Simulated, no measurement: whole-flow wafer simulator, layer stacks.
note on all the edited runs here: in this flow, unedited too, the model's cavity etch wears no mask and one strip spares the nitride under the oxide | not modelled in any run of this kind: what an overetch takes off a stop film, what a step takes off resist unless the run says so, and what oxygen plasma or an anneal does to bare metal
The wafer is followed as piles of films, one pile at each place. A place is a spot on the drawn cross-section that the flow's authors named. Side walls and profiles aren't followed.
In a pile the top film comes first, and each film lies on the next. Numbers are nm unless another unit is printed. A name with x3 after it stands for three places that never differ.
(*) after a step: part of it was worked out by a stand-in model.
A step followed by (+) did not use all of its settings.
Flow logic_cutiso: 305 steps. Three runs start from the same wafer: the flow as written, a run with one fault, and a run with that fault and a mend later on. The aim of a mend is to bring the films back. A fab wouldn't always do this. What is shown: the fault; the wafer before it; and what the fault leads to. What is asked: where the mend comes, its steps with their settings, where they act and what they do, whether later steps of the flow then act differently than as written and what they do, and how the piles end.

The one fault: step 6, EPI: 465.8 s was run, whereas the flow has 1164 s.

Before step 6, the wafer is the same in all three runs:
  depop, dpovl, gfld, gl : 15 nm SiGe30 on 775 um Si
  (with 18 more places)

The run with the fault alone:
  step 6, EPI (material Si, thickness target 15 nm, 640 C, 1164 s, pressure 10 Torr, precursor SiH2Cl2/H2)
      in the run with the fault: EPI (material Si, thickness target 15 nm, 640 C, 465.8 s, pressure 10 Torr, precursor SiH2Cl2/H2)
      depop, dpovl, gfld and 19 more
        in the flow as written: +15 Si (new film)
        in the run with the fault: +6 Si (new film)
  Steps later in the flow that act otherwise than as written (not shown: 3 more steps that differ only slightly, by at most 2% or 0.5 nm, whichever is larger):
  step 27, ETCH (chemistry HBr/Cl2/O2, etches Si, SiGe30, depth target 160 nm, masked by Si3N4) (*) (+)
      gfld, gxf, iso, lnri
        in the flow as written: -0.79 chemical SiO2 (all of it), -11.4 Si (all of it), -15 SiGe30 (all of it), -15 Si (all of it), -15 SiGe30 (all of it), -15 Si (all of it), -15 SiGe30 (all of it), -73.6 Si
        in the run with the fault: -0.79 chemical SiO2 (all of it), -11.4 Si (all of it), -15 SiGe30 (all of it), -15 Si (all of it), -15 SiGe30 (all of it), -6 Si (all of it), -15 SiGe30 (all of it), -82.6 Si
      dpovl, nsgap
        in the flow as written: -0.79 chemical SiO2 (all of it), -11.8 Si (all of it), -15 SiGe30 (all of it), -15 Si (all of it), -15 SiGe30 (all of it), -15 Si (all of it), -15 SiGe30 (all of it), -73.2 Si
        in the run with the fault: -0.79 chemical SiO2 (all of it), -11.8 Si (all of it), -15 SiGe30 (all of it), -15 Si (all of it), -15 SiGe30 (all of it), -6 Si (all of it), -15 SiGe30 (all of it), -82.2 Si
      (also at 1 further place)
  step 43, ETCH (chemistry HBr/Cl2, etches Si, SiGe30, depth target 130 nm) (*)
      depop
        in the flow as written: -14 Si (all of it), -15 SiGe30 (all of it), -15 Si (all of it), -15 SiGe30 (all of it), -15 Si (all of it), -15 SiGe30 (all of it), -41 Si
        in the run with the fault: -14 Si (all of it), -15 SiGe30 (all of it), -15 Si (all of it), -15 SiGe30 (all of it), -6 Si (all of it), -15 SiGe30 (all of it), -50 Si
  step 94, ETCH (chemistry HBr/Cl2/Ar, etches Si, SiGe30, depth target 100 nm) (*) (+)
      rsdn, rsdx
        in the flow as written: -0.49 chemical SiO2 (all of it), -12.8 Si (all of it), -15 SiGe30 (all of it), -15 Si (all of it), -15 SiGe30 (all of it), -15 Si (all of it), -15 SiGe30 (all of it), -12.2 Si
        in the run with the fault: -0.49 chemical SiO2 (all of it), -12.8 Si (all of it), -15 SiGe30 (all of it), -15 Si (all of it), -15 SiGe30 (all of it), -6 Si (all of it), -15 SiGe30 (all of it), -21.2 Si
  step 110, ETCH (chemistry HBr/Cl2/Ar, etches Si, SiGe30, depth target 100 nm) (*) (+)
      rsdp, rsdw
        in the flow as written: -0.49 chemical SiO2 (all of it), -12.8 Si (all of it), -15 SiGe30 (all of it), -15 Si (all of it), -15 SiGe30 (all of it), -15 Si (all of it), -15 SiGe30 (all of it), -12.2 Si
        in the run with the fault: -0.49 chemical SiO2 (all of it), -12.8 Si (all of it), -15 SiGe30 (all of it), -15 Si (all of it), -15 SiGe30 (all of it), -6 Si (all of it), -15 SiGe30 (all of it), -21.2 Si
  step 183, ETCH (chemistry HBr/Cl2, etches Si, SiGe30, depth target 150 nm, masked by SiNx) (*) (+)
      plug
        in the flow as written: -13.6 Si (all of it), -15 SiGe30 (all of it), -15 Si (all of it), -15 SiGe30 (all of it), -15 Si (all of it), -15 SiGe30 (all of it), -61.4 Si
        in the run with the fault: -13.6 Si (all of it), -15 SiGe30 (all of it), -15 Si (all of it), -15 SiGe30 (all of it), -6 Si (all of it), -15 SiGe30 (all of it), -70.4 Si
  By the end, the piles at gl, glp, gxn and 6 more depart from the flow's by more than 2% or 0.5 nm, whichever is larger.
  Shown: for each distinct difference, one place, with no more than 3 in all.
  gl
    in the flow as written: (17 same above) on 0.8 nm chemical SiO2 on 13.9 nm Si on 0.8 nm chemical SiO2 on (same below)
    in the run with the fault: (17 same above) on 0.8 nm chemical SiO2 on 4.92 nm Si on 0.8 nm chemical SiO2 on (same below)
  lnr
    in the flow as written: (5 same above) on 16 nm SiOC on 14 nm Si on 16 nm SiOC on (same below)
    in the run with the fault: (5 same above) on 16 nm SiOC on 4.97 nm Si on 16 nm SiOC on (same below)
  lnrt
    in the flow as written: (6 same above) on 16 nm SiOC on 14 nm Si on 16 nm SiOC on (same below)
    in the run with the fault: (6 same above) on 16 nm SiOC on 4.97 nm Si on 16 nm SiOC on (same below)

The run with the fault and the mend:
  The mend stands after step 6.
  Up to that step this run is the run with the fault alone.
  step 6a, EPI (material Si, thickness target 15 nm, 640 C, 698.6 s, pressure 10 Torr, precursor SiH2Cl2/H2) (the flow's step 6, run once more with other settings)
      depop, dpovl, gfld and 19 more
        +9 Si
  Every later step of the flow that is run acts as written at every place that is followed.
  At every place that both follow, the piles at the end match the flow's.
